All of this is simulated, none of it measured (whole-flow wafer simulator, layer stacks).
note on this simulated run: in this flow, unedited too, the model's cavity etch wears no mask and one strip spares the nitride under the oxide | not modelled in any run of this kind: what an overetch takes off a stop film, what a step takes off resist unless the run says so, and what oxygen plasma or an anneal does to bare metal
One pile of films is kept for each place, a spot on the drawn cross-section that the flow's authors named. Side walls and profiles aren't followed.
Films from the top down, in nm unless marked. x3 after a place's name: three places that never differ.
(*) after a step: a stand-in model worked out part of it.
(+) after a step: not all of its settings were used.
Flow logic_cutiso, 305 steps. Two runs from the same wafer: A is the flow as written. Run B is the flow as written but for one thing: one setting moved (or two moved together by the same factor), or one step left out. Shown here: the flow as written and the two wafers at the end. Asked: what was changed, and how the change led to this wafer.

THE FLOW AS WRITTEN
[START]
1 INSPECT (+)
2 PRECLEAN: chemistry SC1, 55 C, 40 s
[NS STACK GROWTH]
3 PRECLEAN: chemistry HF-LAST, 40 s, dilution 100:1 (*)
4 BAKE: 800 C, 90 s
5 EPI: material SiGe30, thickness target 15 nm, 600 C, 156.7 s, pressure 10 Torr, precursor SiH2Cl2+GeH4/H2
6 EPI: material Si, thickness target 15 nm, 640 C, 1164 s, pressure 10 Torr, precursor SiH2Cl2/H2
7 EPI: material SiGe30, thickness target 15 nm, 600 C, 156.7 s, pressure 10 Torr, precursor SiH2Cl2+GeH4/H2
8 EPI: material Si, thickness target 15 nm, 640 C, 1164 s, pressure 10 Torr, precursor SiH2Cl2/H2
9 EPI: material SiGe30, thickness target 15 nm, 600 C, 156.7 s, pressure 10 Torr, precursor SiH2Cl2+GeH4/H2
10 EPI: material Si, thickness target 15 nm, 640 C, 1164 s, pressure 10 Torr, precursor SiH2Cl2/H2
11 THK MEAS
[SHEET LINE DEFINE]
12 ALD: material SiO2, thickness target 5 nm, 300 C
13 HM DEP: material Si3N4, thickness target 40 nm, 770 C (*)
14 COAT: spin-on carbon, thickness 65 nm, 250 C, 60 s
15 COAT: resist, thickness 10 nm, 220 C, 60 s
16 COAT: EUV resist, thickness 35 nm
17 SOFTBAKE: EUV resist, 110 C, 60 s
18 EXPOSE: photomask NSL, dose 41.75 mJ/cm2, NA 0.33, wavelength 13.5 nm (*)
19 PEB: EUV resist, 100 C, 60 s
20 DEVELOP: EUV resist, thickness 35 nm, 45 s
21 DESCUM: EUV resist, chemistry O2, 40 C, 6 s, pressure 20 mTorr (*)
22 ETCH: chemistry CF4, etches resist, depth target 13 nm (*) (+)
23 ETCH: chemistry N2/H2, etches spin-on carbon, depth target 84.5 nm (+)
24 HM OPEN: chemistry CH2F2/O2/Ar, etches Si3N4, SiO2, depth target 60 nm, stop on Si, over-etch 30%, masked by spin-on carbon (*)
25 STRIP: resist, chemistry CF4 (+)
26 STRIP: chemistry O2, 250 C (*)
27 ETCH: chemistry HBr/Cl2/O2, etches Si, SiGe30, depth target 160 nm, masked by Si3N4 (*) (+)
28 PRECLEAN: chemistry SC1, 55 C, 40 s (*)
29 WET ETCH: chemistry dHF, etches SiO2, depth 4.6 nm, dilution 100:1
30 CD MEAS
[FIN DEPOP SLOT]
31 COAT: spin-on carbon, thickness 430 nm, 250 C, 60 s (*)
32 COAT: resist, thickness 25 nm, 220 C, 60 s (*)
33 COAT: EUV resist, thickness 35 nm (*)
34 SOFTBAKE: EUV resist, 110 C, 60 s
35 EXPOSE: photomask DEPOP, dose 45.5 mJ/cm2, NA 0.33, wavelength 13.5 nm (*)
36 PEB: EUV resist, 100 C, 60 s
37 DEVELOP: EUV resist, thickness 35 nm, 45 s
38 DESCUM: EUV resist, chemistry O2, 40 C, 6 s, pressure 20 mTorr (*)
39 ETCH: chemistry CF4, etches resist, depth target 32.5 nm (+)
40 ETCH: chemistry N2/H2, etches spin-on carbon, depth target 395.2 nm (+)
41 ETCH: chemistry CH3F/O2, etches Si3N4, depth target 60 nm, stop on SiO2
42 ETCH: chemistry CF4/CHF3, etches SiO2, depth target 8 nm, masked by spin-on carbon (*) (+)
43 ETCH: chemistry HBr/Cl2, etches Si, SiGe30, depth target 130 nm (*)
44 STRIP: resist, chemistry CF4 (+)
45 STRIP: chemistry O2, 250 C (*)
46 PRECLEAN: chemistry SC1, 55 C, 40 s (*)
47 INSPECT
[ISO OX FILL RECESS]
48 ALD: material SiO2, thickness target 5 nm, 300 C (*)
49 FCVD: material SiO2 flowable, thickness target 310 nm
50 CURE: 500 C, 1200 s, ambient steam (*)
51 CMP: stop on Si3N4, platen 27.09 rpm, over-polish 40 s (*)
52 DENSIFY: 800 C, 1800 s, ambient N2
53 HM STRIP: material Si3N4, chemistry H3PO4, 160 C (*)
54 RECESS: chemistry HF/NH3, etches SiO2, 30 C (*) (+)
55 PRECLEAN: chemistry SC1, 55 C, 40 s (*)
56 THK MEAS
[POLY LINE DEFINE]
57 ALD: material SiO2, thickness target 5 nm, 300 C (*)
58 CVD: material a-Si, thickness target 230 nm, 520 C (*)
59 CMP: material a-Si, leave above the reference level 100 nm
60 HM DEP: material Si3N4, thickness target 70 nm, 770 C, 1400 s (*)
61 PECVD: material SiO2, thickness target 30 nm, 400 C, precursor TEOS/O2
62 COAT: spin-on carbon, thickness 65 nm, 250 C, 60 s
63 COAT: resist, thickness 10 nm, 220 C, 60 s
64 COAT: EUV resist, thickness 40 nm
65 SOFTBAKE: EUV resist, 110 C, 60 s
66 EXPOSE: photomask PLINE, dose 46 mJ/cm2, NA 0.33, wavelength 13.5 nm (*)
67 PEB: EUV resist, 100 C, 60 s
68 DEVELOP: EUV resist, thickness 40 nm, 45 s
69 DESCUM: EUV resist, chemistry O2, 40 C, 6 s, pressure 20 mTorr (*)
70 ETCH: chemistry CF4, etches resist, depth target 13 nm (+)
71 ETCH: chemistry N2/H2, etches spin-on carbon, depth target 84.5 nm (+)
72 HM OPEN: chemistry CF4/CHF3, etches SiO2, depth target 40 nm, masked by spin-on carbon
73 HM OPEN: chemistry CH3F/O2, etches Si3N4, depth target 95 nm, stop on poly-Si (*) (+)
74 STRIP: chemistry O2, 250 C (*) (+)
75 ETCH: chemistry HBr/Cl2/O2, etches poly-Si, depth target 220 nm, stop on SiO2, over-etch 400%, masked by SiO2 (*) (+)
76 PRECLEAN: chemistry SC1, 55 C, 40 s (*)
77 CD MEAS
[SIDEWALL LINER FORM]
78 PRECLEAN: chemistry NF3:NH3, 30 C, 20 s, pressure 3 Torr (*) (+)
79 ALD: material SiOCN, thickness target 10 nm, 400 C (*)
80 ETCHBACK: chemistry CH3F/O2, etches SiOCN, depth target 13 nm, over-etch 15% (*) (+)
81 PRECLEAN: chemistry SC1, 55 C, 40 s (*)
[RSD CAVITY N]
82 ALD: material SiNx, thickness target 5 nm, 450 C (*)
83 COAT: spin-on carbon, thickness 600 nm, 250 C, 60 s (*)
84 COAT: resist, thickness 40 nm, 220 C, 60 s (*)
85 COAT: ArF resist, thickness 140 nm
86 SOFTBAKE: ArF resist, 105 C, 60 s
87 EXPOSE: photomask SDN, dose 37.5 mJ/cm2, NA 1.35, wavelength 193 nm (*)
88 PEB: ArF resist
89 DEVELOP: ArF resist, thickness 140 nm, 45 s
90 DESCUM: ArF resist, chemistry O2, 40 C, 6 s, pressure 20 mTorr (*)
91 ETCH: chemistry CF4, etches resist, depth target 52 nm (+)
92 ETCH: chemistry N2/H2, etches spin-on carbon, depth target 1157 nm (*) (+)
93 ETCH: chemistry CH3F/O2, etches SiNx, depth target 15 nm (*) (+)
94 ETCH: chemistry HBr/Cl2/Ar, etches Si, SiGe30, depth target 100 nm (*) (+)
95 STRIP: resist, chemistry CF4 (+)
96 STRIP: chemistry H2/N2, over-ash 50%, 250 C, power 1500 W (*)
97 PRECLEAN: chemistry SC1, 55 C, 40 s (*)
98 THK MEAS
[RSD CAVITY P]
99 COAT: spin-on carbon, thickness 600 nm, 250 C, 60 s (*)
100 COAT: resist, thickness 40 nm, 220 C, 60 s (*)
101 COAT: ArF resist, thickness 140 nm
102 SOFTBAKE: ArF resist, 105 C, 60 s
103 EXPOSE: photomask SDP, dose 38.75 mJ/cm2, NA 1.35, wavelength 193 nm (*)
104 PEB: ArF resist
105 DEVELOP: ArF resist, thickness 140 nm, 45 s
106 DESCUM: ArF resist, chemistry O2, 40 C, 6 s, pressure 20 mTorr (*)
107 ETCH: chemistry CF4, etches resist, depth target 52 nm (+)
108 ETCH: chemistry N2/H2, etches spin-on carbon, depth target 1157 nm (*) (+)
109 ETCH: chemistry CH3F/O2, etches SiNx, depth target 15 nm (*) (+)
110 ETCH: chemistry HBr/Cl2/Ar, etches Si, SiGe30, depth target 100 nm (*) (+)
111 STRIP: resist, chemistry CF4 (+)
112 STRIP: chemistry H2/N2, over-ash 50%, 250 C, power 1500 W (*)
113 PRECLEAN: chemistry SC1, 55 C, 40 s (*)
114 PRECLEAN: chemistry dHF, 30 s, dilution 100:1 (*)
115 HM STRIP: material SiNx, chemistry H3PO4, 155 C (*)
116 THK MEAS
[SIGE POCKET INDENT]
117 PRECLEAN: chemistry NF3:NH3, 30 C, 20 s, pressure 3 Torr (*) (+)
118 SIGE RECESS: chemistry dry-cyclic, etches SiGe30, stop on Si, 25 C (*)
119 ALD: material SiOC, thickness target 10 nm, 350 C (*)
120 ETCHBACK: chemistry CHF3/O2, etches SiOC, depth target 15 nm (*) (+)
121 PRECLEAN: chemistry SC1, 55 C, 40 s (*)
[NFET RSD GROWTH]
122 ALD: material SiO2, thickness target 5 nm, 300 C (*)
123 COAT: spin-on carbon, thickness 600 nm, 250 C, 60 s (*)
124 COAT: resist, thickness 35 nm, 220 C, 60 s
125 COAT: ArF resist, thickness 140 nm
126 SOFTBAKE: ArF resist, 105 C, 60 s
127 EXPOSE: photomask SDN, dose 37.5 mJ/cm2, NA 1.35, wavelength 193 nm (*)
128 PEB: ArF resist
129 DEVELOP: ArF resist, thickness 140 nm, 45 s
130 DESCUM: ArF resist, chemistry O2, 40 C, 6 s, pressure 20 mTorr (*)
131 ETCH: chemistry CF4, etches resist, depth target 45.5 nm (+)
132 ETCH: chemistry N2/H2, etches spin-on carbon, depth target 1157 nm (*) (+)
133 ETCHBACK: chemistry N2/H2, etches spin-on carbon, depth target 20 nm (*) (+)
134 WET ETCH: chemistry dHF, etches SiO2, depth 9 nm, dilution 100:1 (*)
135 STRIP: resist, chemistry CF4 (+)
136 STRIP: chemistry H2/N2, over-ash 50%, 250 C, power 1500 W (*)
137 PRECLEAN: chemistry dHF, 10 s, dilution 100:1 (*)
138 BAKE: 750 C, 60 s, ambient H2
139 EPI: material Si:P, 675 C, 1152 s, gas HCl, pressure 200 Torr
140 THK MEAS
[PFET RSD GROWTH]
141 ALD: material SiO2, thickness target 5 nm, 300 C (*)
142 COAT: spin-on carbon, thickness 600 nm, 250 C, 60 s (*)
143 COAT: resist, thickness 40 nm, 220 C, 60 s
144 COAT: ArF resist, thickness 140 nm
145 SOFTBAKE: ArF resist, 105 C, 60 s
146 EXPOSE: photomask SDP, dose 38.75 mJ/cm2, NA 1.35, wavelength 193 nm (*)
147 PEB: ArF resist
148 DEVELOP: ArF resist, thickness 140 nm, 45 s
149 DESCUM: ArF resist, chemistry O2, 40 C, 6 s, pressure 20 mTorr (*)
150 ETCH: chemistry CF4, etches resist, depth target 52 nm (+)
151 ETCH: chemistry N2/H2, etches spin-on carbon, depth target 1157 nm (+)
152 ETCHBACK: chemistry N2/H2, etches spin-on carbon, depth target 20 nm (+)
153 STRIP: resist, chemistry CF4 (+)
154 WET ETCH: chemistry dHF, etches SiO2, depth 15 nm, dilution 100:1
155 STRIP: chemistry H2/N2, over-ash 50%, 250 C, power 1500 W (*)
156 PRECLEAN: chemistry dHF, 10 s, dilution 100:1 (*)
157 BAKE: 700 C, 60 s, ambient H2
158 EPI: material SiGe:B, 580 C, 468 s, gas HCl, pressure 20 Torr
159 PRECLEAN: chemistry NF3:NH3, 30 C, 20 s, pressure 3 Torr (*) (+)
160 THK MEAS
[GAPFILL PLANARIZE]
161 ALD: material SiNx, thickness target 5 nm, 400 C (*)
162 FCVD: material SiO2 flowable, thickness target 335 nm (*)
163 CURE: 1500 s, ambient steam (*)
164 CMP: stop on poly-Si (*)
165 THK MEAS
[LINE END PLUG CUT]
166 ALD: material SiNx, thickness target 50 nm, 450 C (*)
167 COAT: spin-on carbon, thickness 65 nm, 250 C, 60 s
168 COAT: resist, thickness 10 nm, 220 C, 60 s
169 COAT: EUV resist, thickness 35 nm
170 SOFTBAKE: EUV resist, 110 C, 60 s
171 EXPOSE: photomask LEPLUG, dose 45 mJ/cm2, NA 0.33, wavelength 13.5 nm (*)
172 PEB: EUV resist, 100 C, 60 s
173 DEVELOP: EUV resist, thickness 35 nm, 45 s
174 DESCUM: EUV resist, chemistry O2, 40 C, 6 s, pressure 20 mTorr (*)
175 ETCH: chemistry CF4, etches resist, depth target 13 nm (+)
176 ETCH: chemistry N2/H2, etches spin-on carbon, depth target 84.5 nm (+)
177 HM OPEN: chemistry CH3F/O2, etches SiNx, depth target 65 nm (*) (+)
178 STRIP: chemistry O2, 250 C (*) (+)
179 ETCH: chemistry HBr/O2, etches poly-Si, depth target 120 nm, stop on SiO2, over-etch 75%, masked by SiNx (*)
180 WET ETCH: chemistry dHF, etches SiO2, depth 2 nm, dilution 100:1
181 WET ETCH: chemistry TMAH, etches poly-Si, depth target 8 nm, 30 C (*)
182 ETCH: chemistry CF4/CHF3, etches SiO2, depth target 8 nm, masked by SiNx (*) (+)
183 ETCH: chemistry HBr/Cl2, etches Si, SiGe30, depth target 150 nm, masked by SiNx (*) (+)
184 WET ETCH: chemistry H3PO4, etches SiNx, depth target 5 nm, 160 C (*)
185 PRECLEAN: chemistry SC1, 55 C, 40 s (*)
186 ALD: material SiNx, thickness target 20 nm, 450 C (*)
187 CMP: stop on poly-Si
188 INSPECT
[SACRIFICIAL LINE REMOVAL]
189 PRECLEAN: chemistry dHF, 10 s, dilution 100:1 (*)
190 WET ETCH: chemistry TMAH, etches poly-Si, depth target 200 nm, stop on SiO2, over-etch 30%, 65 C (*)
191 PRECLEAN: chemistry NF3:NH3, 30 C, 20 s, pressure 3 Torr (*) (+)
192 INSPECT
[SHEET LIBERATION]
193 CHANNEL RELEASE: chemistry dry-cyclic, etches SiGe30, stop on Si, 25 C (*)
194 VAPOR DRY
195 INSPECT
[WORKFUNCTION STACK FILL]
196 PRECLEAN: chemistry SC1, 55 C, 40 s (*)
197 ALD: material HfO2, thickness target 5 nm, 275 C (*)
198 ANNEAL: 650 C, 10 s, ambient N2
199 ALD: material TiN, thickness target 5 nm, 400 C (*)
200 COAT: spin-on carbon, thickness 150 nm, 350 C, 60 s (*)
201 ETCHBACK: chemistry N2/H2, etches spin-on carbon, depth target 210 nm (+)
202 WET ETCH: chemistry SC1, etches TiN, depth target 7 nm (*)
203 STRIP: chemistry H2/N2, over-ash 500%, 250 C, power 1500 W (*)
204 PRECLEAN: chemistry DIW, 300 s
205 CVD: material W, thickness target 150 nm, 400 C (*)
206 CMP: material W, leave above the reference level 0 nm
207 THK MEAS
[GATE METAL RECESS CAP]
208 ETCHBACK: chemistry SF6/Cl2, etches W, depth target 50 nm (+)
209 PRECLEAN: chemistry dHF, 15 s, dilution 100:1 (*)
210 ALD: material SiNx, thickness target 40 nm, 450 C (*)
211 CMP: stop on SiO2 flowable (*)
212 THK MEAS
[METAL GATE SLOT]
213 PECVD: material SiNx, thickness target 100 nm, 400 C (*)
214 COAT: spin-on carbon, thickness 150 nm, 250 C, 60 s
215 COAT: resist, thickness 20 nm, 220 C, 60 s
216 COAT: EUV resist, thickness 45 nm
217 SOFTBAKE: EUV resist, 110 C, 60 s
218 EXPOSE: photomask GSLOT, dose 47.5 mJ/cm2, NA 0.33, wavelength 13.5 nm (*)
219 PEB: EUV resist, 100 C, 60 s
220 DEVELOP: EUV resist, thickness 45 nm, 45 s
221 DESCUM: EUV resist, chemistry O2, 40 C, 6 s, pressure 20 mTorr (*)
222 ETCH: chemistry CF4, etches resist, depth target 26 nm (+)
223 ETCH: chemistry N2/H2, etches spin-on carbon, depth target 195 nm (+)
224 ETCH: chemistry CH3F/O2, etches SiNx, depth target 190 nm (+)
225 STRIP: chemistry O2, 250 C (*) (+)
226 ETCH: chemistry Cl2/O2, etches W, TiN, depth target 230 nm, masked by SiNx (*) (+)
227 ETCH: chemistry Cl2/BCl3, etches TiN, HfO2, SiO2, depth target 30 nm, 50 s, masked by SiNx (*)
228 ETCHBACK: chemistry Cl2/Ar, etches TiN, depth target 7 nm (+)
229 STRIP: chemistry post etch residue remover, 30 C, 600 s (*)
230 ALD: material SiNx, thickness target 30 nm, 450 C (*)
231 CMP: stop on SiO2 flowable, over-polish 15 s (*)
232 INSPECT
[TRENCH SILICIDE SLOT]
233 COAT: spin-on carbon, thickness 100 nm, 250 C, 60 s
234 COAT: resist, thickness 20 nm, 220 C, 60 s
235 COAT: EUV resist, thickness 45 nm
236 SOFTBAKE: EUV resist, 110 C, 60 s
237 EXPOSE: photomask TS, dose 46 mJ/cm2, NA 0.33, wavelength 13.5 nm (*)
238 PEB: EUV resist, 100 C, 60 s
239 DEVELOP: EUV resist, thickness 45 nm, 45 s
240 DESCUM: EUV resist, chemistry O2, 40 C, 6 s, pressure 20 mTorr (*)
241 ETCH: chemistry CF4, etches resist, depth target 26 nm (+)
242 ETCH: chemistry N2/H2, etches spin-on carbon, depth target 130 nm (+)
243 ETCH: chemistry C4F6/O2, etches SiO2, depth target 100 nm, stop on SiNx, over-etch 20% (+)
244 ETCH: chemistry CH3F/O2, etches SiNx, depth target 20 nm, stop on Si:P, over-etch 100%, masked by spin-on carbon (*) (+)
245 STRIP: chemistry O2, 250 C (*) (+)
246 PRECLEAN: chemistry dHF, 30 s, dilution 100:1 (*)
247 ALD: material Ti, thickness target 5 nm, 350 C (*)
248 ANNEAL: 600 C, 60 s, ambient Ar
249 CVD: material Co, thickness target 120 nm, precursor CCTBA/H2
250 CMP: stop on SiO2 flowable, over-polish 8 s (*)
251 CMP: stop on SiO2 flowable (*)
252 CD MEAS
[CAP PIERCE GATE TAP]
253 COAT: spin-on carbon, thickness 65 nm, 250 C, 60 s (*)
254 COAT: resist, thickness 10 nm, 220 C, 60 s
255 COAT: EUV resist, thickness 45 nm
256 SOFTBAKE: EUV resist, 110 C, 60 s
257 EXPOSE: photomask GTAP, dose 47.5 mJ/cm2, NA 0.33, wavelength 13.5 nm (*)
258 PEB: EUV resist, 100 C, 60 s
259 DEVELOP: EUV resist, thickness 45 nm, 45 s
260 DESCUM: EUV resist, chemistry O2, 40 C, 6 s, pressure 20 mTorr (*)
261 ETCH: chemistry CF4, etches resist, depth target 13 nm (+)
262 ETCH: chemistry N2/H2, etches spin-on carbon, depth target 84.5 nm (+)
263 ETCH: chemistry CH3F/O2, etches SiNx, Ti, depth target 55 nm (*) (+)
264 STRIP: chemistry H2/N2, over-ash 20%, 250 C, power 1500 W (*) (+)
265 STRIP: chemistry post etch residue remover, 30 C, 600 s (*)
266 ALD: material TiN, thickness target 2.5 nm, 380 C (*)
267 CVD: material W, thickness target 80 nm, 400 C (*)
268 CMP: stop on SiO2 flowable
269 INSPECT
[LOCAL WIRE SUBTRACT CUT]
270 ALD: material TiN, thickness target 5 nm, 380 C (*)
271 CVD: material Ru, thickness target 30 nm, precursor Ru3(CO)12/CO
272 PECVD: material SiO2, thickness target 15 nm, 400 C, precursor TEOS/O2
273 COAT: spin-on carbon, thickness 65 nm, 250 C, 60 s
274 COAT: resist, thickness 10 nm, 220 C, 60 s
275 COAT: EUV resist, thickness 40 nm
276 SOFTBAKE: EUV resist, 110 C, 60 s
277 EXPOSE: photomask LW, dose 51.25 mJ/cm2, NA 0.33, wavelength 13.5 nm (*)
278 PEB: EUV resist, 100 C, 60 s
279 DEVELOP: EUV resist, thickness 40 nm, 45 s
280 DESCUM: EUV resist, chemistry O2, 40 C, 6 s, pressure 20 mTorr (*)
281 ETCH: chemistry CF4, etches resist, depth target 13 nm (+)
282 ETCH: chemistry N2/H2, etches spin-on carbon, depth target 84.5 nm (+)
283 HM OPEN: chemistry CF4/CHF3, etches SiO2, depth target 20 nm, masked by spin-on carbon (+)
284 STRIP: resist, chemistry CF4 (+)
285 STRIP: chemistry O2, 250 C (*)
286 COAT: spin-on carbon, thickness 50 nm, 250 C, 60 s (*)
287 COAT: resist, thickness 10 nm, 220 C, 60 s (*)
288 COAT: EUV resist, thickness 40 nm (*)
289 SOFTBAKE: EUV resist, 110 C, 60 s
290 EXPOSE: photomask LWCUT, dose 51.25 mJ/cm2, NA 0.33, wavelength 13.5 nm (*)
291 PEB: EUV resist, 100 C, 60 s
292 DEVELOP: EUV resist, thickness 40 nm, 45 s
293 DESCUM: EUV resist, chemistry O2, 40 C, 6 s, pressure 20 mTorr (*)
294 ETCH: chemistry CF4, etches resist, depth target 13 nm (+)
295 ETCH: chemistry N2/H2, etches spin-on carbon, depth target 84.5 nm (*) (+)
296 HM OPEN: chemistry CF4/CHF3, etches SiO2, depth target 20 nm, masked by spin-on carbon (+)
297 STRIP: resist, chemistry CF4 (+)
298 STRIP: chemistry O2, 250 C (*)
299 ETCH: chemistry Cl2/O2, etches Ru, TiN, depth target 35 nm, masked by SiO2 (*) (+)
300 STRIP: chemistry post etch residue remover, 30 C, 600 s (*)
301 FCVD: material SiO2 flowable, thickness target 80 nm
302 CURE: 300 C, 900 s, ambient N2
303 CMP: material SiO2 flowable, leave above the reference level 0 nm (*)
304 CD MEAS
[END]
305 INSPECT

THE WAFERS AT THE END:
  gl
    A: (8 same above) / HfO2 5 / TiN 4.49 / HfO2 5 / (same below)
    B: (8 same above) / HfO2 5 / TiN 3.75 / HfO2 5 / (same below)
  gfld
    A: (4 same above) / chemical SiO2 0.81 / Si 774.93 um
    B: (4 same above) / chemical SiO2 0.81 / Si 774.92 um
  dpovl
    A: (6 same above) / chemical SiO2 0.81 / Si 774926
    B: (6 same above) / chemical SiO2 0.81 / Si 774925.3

The cause: step 9, EPI: 148.9 s was run, where the flow has 156.7 s.

How the change led to this, step by step:
  9 EPI: material SiGe30, thickness target 15 nm, 600 C, 156.7 s, pressure 10 Torr, precursor SiH2Cl2+GeH4/H2
      depop, dpovl, gfld and 19 more: A SiGe30 +15 (new film) | B SiGe30 +14.3 (new film)
  27 ETCH: chemistry HBr/Cl2/O2, etches Si, SiGe30, depth target 160 nm, masked by Si3N4 (*) (+)
      gfld, gxf, iso, lnri: A chemical SiO2 -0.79 (all of it), Si -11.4 (all of it), SiGe30 -15 (all of it), Si -15 (all of it), SiGe30 -15 (all of it), Si -15 (all of it), SiGe30 -15 (all of it), Si -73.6 | B chemical SiO2 -0.79 (all of it), Si -11.4 (all of it), SiGe30 -14.3 (all of it), Si -15 (all of it), SiGe30 -15 (all of it), Si -15 (all of it), SiGe30 -15 (all of it), Si -74.4
      dpovl, nsgap: A chemical SiO2 -0.79 (all of it), Si -11.8 (all of it), SiGe30 -15 (all of it), Si -15 (all of it), SiGe30 -15 (all of it), Si -15 (all of it), SiGe30 -15 (all of it), Si -73.2 | B chemical SiO2 -0.79 (all of it), Si -11.8 (all of it), SiGe30 -14.3 (all of it), Si -15 (all of it), SiGe30 -15 (all of it), Si -15 (all of it), SiGe30 -15 (all of it), Si -74
      (and at 1 more place)
  43 ETCH: chemistry HBr/Cl2, etches Si, SiGe30, depth target 130 nm (*)
      depop: A Si -14 (all of it), SiGe30 -15 (all of it), Si -15 (all of it), SiGe30 -15 (all of it), Si -15 (all of it), SiGe30 -15 (all of it), Si -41 | B Si -14 (all of it), SiGe30 -14.3 (all of it), Si -15 (all of it), SiGe30 -15 (all of it), Si -15 (all of it), SiGe30 -15 (all of it), Si -41.7
  94 ETCH: chemistry HBr/Cl2/Ar, etches Si, SiGe30, depth target 100 nm (*) (+)
      rsdn, rsdx: A chemical SiO2 -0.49 (all of it), Si -12.8 (all of it), SiGe30 -15 (all of it), Si -15 (all of it), SiGe30 -15 (all of it), Si -15 (all of it), SiGe30 -15 (all of it), Si -12.2 | B chemical SiO2 -0.49 (all of it), Si -12.8 (all of it), SiGe30 -14.3 (all of it), Si -15 (all of it), SiGe30 -15 (all of it), Si -15 (all of it), SiGe30 -15 (all of it), Si -12.9
  110 ETCH: chemistry HBr/Cl2/Ar, etches Si, SiGe30, depth target 100 nm (*) (+)
      rsdp, rsdw: A chemical SiO2 -0.49 (all of it), Si -12.8 (all of it), SiGe30 -15 (all of it), Si -15 (all of it), SiGe30 -15 (all of it), Si -15 (all of it), SiGe30 -15 (all of it), Si -12.2 | B chemical SiO2 -0.49 (all of it), Si -12.8 (all of it), SiGe30 -14.3 (all of it), Si -15 (all of it), SiGe30 -15 (all of it), Si -15 (all of it), SiGe30 -15 (all of it), Si -12.9
  118 SIGE RECESS: chemistry dry-cyclic, etches SiGe30, stop on Si, 25 C (*)
      lnr, lnrp, lnrt: A SiOCN -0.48, Si -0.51, cavity +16 (new film), SiGe30 -15 (all of it), Si -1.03, cavity +16 (new film), SiGe30 -15 (all of it), Si -1.03, cavity +16 (new film), SiGe30 -15 (all of it), Si -0.51 | B SiOCN -0.48, Si -0.51, cavity +15.3 (new film), SiGe30 -14.3 (all of it), Si -1.03, cavity +16 (new film), SiGe30 -15 (all of it), Si -1.03, cavity +16 (new film), SiGe30 -15 (all of it), Si -0.51
  119 ALD: material SiOC, thickness target 10 nm, 350 C (*)
      lnr, lnrp, lnrt: A SiOC +10 (new film), SiOC +16 (new film), cavity -16 (all of it), SiOC +16 (new film), cavity -16 (all of it), SiOC +16 (new film), cavity -16 (all of it) | B SiOC +10 (new film), SiOC +15.3 (new film), cavity -15.3 (all of it), SiOC +16 (new film), cavity -16 (all of it), SiOC +16 (new film), cavity -16 (all of it)
  183 ETCH: chemistry HBr/Cl2, etches Si, SiGe30, depth target 150 nm, masked by SiNx (*) (+)
      plug: A Si -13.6 (all of it), SiGe30 -15 (all of it), Si -15 (all of it), SiGe30 -15 (all of it), Si -15 (all of it), SiGe30 -15 (all of it), Si -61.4 | B Si -13.6 (all of it), SiGe30 -14.3 (all of it), Si -15 (all of it), SiGe30 -15 (all of it), Si -15 (all of it), SiGe30 -15 (all of it), Si -62.2
  193 CHANNEL RELEASE: chemistry dry-cyclic, etches SiGe30, stop on Si, 25 C (*)
      gl, glp, gxn, gxp, ns, tap: A chemical SiO2 +0.8 (new film), Si -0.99, chemical SiO2 +0.8 (new film), cavity +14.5 (new film), chemical SiO2 +0.8 (new film), SiGe30 -15 (all of it), Si -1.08, chemical SiO2 +0.8 (new film), cavity +14.5 (new film), chemical SiO2 +0.8 (new film), SiGe30 -15 (all of it), Si -1.08, chemical SiO2 +0.8 (new film), cavity +14.5 (new film), chemical SiO2 +0.8 (new film), SiGe30 -15 (all of it), Si -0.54 | B chemical SiO2 +0.8 (new film), Si -0.99, chemical SiO2 +0.8 (new film), cavity +13.7 (new film), chemical SiO2 +0.8 (new film), SiGe30 -14.3 (all of it), Si -1.08, chemical SiO2 +0.8 (new film), cavity +14.5 (new film), chemical SiO2 +0.8 (new film), SiGe30 -15 (all of it), Si -1.08, chemical SiO2 +0.8 (new film), cavity +14.5 (new film), chemical SiO2 +0.8 (new film), SiGe30 -15 (all of it), Si -0.54
  199 ALD: material TiN, thickness target 5 nm, 400 C (*)
      gl, glp, tap: A TiN +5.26 (new film), TiN +4.49 (new film), cavity -4.49 (all of it), TiN +4.49 (new film), cavity -4.49 (all of it), TiN +4.49 (new film), cavity -4.49 (all of it) | B TiN +5.26 (new film), TiN +3.75 (new film), cavity -3.75 (all of it), TiN +4.49 (new film), cavity -4.49 (all of it), TiN +4.49 (new film), cavity -4.49 (all of it)
      gxn, gxp, ns: A TiN +5 (new film), TiN +4.49 (new film), cavity -4.49 (all of it), TiN +4.49 (new film), cavity -4.49 (all of it), TiN +4.49 (new film), cavity -4.49 (all of it) | B TiN +5 (new film), TiN +3.75 (new film), cavity -3.75 (all of it), TiN +4.49 (new film), cavity -4.49 (all of it), TiN +4.49 (new film), cavity -4.49 (all of it)
